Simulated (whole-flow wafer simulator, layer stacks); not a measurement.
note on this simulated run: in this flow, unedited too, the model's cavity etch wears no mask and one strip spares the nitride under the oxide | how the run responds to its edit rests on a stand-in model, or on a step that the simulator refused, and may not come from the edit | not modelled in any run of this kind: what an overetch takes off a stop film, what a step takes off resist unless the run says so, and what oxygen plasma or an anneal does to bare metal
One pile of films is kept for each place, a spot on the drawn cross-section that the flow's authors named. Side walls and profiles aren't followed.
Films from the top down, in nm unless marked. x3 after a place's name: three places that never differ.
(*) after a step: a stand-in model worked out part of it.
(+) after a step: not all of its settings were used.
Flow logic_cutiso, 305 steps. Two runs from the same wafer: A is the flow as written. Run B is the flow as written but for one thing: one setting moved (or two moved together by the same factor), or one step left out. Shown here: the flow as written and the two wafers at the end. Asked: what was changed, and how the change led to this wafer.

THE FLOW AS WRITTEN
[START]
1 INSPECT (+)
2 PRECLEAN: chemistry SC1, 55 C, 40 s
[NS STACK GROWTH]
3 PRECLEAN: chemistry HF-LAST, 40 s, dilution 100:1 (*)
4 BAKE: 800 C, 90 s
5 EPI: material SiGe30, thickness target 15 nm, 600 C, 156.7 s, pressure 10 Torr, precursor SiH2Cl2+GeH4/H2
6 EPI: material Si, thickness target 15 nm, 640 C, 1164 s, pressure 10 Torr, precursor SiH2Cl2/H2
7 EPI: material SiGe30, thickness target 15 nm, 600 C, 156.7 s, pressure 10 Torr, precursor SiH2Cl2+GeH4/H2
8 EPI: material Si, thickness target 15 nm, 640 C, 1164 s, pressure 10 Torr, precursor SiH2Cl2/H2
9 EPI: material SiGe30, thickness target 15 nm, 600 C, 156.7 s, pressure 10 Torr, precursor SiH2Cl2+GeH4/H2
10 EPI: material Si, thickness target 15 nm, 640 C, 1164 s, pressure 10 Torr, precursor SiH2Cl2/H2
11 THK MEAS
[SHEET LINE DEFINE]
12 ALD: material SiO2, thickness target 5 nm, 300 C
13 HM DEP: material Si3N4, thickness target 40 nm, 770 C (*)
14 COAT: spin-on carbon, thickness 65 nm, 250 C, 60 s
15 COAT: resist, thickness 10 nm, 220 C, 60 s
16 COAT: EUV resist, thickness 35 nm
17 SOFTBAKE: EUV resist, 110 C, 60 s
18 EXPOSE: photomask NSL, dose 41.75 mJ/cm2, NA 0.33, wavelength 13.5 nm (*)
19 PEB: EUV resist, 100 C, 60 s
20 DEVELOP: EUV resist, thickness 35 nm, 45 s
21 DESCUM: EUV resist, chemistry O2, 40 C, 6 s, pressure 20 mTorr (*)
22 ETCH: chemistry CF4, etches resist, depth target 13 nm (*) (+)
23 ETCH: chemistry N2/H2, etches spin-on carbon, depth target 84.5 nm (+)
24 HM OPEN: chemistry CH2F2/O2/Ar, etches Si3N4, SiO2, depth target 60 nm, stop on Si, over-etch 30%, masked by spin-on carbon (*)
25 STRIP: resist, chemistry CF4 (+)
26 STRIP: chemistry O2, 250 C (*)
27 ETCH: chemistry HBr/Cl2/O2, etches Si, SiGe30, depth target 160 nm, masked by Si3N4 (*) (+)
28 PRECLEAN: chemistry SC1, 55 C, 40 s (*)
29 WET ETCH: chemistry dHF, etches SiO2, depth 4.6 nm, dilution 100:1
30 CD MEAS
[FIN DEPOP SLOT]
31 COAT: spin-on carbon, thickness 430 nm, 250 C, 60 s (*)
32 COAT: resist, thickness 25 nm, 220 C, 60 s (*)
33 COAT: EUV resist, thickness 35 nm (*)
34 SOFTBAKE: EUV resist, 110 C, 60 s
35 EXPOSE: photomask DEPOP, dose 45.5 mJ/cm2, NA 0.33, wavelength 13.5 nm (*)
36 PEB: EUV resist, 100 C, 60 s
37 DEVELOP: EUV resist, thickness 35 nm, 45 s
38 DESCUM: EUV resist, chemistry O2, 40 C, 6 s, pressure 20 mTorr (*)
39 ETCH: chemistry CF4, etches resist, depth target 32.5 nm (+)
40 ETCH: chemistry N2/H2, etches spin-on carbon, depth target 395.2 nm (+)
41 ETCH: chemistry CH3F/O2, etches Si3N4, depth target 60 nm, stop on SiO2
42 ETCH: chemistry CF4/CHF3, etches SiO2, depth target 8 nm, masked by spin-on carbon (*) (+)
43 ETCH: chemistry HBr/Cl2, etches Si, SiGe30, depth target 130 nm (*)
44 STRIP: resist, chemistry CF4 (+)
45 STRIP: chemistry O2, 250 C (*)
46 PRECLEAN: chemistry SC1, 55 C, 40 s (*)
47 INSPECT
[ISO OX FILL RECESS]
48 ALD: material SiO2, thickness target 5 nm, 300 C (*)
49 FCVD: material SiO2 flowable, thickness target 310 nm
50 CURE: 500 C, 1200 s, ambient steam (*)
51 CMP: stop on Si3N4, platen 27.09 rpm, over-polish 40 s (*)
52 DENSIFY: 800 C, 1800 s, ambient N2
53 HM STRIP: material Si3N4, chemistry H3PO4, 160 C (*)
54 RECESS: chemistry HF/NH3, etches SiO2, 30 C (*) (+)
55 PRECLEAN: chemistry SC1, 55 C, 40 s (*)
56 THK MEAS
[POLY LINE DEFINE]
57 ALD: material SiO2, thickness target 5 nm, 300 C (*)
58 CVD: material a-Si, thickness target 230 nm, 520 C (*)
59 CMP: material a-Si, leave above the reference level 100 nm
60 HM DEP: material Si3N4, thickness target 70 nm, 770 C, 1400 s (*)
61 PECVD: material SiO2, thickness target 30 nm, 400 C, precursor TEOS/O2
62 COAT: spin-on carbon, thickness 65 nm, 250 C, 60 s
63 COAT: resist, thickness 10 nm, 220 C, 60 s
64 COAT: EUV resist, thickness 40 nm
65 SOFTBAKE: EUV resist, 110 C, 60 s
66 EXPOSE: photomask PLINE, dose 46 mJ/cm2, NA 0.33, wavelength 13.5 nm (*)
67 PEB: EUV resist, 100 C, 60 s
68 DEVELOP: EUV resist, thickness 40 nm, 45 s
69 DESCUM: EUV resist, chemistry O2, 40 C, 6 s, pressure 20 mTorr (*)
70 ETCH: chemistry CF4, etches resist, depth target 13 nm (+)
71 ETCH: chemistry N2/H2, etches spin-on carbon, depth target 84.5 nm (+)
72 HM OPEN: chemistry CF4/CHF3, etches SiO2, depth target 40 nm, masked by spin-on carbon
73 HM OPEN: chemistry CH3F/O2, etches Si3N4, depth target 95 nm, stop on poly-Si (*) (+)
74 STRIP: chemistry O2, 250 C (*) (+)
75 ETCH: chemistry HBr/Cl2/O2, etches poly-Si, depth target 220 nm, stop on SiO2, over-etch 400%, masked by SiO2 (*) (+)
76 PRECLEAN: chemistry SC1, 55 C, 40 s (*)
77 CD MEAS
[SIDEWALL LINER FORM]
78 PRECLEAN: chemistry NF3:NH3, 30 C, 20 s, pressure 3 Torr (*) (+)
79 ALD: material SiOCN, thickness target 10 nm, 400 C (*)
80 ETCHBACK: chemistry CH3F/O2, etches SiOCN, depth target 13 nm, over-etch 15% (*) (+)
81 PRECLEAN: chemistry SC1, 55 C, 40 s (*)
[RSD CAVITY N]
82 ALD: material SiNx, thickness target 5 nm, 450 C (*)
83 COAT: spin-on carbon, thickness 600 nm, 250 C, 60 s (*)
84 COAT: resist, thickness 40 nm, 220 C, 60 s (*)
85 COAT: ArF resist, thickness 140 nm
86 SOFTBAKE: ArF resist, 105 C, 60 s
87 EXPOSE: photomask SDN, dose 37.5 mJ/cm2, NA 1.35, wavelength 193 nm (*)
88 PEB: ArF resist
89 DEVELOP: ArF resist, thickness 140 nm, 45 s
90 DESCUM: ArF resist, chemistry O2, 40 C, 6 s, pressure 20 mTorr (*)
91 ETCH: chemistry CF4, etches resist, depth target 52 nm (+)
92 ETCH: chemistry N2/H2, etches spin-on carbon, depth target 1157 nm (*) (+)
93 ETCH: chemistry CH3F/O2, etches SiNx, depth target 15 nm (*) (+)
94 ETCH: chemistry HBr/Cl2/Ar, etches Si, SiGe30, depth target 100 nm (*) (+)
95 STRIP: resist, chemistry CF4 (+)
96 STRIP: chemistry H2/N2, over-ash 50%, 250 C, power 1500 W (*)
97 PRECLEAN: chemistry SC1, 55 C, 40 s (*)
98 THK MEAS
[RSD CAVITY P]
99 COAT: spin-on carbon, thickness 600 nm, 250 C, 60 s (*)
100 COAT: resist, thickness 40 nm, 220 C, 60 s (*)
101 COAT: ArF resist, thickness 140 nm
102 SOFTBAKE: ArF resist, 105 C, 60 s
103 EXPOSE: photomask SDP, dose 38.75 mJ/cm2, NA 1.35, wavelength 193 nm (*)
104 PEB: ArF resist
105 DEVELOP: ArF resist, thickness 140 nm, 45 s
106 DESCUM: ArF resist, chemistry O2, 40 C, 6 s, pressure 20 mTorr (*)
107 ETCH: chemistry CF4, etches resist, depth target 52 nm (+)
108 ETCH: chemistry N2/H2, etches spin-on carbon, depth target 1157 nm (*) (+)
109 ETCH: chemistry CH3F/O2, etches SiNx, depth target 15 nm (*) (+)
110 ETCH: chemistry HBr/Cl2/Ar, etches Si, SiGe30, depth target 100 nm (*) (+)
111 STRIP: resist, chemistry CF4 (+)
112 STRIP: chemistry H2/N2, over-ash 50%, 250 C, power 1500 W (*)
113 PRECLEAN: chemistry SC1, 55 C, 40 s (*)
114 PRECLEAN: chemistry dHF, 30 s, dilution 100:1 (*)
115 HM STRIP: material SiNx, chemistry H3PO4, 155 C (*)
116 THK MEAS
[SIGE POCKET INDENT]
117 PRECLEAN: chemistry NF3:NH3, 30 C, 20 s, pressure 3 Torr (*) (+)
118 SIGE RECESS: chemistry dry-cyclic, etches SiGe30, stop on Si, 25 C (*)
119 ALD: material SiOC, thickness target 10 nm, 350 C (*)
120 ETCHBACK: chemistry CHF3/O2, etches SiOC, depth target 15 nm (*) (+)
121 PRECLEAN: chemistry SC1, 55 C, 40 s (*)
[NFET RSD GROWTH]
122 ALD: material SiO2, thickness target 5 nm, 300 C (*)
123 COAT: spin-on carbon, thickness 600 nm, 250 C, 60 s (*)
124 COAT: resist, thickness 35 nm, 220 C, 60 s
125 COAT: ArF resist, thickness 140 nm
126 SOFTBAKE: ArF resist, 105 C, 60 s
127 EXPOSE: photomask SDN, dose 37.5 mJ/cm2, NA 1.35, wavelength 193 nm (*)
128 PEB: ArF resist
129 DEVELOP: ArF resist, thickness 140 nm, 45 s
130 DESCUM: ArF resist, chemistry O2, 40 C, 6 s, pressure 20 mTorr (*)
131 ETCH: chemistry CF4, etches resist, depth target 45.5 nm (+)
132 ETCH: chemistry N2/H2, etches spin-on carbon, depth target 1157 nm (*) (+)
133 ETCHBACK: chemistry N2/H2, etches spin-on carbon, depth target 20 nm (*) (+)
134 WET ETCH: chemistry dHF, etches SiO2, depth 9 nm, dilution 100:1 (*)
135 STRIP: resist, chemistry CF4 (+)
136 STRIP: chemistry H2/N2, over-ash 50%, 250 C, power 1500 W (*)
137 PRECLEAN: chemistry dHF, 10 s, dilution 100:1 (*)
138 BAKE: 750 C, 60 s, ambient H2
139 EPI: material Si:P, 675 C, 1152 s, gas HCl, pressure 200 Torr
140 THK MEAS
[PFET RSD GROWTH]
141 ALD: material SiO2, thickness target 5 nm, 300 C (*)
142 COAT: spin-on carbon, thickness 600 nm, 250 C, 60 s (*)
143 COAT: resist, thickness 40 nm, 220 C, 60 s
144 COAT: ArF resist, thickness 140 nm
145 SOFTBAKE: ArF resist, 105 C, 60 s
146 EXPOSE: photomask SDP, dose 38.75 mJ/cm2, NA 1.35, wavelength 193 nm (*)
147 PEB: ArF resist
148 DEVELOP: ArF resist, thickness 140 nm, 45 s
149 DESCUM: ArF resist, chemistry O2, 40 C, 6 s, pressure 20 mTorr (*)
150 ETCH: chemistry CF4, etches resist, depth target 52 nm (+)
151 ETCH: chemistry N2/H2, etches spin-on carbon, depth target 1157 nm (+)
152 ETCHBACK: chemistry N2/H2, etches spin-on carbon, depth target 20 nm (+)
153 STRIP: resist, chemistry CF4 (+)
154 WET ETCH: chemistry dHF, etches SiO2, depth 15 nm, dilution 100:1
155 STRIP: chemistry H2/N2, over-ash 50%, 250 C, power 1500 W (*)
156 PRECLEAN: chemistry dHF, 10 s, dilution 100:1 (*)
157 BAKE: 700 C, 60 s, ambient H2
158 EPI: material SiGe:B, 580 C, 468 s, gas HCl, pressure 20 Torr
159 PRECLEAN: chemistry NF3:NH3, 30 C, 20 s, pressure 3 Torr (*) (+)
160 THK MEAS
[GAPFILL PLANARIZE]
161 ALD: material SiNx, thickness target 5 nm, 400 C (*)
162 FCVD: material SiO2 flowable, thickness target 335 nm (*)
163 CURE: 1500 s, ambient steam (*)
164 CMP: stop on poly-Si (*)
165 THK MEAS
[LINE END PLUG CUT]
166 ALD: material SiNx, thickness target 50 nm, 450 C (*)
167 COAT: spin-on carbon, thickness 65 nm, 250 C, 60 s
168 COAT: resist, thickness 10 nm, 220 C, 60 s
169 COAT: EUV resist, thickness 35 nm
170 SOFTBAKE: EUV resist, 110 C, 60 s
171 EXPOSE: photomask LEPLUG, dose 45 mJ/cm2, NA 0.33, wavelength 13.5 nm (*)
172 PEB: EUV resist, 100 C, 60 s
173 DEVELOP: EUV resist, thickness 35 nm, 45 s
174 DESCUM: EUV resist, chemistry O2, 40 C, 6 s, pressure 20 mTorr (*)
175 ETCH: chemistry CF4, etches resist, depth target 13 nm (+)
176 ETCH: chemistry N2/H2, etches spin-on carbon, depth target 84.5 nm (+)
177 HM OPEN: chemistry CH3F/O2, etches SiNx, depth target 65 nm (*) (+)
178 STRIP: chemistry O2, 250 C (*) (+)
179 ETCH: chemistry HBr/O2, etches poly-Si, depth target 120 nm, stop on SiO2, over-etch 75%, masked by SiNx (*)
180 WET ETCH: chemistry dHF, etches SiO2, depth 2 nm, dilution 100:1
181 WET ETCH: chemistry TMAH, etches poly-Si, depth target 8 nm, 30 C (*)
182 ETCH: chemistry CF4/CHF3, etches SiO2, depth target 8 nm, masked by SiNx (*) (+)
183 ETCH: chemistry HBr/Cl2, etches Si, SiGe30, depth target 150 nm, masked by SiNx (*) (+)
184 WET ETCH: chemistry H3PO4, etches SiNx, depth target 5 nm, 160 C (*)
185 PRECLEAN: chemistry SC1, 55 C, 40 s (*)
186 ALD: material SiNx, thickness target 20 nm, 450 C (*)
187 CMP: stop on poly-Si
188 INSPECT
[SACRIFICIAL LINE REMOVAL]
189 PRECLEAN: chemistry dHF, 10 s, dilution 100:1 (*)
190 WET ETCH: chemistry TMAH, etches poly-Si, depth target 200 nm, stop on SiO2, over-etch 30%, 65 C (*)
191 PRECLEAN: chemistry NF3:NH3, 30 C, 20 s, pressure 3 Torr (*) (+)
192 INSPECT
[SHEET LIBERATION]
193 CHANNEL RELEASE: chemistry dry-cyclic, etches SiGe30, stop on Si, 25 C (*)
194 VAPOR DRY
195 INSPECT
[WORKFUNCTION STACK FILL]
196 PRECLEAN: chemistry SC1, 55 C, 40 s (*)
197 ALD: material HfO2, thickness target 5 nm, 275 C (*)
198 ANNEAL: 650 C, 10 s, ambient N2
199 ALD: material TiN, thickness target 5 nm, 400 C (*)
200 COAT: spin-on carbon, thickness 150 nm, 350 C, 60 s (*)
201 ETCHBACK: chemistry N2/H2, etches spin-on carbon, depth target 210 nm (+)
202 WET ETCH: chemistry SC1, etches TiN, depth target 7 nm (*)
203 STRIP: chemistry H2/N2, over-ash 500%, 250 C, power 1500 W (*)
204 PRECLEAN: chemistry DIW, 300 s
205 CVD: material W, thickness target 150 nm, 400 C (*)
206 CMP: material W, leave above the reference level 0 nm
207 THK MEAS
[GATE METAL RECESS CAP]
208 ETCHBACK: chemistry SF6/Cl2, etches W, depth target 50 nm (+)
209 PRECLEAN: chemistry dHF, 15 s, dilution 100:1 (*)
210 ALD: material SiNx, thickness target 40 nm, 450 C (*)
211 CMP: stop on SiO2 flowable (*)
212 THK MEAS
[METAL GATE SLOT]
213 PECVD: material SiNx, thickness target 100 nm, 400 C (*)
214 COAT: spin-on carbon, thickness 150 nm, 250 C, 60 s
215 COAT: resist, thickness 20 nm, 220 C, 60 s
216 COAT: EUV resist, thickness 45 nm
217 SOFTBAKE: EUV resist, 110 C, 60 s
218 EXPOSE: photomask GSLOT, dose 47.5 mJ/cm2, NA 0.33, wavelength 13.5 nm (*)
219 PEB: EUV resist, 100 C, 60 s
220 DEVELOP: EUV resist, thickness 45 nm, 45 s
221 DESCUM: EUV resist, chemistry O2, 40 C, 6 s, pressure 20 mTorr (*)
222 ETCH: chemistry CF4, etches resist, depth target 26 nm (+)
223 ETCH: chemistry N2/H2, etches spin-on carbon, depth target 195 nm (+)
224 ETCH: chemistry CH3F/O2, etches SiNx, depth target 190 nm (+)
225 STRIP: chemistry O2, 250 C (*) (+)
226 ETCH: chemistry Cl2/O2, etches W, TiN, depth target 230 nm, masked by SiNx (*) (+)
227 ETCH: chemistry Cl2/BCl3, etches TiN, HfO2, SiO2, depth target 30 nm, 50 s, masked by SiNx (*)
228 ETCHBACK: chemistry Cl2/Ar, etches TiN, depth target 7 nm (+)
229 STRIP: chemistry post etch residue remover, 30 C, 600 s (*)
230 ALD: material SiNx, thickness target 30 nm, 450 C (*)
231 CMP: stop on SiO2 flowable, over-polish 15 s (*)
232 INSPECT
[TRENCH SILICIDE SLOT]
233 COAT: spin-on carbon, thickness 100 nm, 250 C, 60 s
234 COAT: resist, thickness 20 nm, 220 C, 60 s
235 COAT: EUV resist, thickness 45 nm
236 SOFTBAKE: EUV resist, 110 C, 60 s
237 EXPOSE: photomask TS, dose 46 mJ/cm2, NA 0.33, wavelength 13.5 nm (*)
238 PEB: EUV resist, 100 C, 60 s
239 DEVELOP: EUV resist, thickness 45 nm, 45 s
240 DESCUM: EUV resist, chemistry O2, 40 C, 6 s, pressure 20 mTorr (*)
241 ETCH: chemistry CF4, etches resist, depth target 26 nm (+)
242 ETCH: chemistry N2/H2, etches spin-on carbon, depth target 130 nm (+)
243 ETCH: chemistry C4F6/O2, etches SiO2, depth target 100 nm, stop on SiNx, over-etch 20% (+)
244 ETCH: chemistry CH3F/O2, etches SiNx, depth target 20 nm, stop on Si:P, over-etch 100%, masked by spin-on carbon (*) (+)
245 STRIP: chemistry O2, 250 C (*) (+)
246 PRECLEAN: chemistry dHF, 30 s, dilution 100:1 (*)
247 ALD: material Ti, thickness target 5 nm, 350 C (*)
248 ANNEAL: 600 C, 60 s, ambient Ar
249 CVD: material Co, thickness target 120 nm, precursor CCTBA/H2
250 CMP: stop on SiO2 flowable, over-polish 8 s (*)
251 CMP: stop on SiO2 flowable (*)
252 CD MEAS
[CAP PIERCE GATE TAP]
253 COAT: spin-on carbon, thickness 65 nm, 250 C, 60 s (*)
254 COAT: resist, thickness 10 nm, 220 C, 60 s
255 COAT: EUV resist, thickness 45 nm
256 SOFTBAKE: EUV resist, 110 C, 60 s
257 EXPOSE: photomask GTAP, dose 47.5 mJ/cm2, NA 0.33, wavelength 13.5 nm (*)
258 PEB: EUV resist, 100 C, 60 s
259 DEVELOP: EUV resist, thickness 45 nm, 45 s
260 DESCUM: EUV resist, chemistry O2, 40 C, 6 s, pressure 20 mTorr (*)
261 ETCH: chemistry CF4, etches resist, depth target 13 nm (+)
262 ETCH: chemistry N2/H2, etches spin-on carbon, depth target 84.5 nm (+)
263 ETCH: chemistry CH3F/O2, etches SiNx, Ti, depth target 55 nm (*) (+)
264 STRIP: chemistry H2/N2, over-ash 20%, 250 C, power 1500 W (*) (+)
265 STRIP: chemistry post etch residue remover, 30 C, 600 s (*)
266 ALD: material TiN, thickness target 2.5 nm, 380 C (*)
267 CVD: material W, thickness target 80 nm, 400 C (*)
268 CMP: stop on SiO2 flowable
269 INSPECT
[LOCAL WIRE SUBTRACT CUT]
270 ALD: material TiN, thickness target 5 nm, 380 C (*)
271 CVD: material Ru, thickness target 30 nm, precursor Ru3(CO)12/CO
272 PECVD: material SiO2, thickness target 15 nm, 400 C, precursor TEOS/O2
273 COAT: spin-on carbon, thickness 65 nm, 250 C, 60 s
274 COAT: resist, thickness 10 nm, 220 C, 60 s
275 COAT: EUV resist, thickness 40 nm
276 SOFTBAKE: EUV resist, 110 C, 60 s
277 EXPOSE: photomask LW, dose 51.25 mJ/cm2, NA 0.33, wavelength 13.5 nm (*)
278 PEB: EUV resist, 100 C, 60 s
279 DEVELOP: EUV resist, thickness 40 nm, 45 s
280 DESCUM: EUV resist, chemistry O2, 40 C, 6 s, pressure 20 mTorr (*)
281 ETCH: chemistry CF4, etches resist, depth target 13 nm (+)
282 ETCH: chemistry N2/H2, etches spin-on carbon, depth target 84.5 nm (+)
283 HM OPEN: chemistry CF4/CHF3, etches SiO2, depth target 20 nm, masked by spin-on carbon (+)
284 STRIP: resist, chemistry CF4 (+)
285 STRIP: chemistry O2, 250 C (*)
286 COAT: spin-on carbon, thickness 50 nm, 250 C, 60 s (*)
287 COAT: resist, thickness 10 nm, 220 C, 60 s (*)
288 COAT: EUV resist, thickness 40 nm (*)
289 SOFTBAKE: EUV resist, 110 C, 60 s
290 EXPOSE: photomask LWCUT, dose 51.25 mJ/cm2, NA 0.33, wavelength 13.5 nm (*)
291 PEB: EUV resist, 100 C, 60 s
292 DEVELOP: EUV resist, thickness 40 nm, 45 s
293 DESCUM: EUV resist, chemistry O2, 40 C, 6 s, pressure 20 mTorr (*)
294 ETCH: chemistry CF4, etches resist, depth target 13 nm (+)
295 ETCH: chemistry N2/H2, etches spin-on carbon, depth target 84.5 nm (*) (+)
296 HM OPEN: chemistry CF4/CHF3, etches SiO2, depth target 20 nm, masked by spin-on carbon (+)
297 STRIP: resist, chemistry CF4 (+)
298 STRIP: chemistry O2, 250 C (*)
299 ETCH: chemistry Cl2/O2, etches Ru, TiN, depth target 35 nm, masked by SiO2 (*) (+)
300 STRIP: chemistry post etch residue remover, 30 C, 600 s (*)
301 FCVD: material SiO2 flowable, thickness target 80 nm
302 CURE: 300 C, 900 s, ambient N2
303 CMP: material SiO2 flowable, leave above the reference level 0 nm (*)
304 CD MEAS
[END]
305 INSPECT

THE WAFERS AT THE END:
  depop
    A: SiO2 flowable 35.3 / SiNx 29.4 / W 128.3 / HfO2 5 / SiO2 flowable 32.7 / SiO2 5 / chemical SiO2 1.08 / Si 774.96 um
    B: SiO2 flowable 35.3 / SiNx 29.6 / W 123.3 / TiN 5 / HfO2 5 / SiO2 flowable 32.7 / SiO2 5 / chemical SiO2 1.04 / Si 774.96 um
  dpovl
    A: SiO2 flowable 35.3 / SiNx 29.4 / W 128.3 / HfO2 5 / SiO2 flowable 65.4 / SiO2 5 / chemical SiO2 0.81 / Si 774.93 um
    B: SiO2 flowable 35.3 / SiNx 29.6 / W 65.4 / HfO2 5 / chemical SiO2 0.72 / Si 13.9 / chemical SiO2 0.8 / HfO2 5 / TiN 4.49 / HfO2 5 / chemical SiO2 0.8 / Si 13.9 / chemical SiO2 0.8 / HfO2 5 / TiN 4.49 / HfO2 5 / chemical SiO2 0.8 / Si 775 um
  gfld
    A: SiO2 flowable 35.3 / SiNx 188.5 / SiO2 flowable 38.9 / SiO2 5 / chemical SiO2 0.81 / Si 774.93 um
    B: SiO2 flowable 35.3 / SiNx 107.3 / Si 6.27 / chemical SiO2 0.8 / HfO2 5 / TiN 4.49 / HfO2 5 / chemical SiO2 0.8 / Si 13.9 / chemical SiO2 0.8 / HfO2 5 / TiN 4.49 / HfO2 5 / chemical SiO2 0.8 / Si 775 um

The cause: step 27, ETCH: chemistry HBr/Cl2/O2, etches Si, SiGe30, depth target 160 nm, masked by Si3N4 (*) (+), was left out.

How the change led to this, step by step:
  31 COAT: spin-on carbon, thickness 430 nm, 250 C, 60 s (*)
      depop, ns: A spin-on carbon +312 (new film) | B spin-on carbon +400.2 (new film)
      dpovl, nsgap: A spin-on carbon +503.7 (new film) | B spin-on carbon +448.5 (new film)
      (and at 18 more places)
  32 COAT: resist, thickness 25 nm, 220 C, 60 s (*)
      gfld, lnri: A resist +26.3 (new film) | B resist +25.3 (new film)
      gxf, gxp: A resist +25.9 (new film) | B resist +25.2 (new film)
      (and at 5 more places)
  40 ETCH: chemistry N2/H2, etches spin-on carbon, depth target 395.2 nm (+)
      depop: A spin-on carbon -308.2 (all of it), Si3N4 -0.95 | B spin-on carbon -395.2
  41 ETCH: chemistry CH3F/O2, etches Si3N4, depth target 60 nm, stop on SiO2
      depop: A Si3N4 -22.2 (all of it), SiO2 -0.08 | B spin-on carbon -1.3 (all of it), Si3N4 -40 (all of it), SiO2 -0.08
      gfld, gl, glp and 17 more: A resist -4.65 | B resist -8.2
      (and at 1 more place)
  42 ETCH: chemistry CF4/CHF3, etches SiO2, depth target 8 nm, masked by spin-on carbon (*) (+)
      gfld, lnri: A resist -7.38 | B resist -3.24 (all of it), spin-on carbon -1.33
      gxf: A resist -7.42 (all of it) | B resist -3.16 (all of it), spin-on carbon -1.36
      (and at 17 more places)
  43 ETCH: chemistry HBr/Cl2, etches Si, SiGe30, depth target 130 nm (*)
      dpovl: A spin-on carbon -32 | B spin-on carbon -27.7 (all of it), Si -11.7 (all of it), SiGe30 -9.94
  45 STRIP: chemistry O2, 250 C (*)
      dpovl: A chemical SiO2 +0.82 (new film), spin-on carbon -59.3 (all of it), Si -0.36 | B chemical SiO2 +1.48 (new film), SiGe30 -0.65
      gfld, lnri: A chemical SiO2 +0.82 (new film), spin-on carbon -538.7 (all of it), Si -0.36 | B chemical SiO2 +0.79 (new film), spin-on carbon -432.2 (all of it), Si -0.35
      (and at 18 more places)
  49 FCVD: material SiO2 flowable, thickness target 310 nm
      gl, glp, gxn and 10 more: A SiO2 flowable +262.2 (new film) | B SiO2 flowable +297.9 (new film)
      gfld, gxf, iso, lnri: A SiO2 flowable +453.9 (new film) | B SiO2 flowable +346.2 (new film)
      (and at 5 more places)
  50 CURE: 500 C, 1200 s, ambient steam (*)
      depop, dpovl: A SiO2 flowable -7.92 | B SiO2 flowable -9.01
      gl: A SiO2 flowable -8.54 | B SiO2 flowable -9.09
      (and at 12 more places)
  51 CMP: stop on Si3N4, platen 27.09 rpm, over-polish 40 s (*)
      lnrt, rsdn, tap: A SiO2 flowable -254.2 (all of it), SiO2 -5 (all of it), Si3N4 -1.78 | B SiO2 flowable -289 (all of it), SiO2 -5 (all of it), Si3N4 -1.78
      dpovl, isow: A SiO2 flowable -200.4 | B SiO2 flowable -272.5
      (and at 17 more places)
  52 DENSIFY: 800 C, 1800 s, ambient N2
      gfld, gxf, iso, lnri: A SiO2 flowable -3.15 | B SiO2 flowable -0.49
      dpovl: A SiO2 flowable -2.82 | B SiO2 flowable -0.87
      (and at 2 more places)
  53 HM STRIP: material Si3N4, chemistry H3PO4, 160 C (*)
      gl, glp, gxn and 11 more: A Si3N4 -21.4 (all of it), SiO2 -0.36 | B Si3N4 -38.2 (all of it), SiO2 -0.65
      depop, dpovl, gfld, gxf, iso, isow, lnri, nsgap: A SiO2 flowable -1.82 | B SiO2 flowable -3.25
  54 RECESS: chemistry HF/NH3, etches SiO2, 30 C (*) (+)
      gfld, gxf, iso, lnri: A SiO2 flowable -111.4 | B SiO2 flowable -37.7 (all of it), SiO2 -5 (all of it), chemical SiO2 -0.79 (all of it)
      dpovl: A SiO2 flowable -111.5 | B SiO2 flowable -58 (all of it), SiO2 -5 (all of it), chemical SiO2 -1.42 (all of it)
      (and at 3 more places)
  55 PRECLEAN: chemistry SC1, 55 C, 40 s (*)
      gfld, gxf, iso, lnri, nsgap: A SiO2 flowable -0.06 | B chemical SiO2 +0.49 (new film), Si -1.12
      dpovl: A SiO2 flowable -0.06 | B chemical SiO2 +0.49 (new film), SiGe30 -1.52
      (and at 1 more place)
  58 CVD: material a-Si, thickness target 230 nm, 520 C (*)
      gfld, gxf, iso, lnri: A a-Si +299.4 (new film) | B a-Si +230 (new film)
      dpovl, nsgap: A a-Si +319.4 (new film) | B a-Si +230 (new film)
      (and at 2 more places)
  59 CMP: material a-Si, leave above the reference level 100 nm
      gfld, gxf, iso, lnri: A a-Si -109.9 | B a-Si -126
      depop, dpovl: A a-Si -130 | B a-Si -104
      (and at 2 more places)
  ... 41 more steps ...
  251 CMP: stop on SiO2 flowable (*)
      iso: A Co -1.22 (all of it), Ti -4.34 | B Ti -4.56
      rsdx: A Ti -5 (all of it) | B Ti -4.66
Counting metal films that touch as one body, dpovl has 3 bodies (between them, from the top down: HfO2 5 / chemical SiO2 0.72 / Si 13.9 / chemical SiO2 0.8 / HfO2 5; HfO2 5 / chemical SiO2 0.8 / Si 13.9 / chemical SiO2 0.8 / HfO2 5); the flow as written gives 1 body.
Counting metal films that touch as one body, gfld has 2 bodies (between them, from the top down: HfO2 5 / chemical SiO2 0.8 / Si 13.9 / chemical SiO2 0.8 / HfO2 5); the flow as written gives 0 bodies.
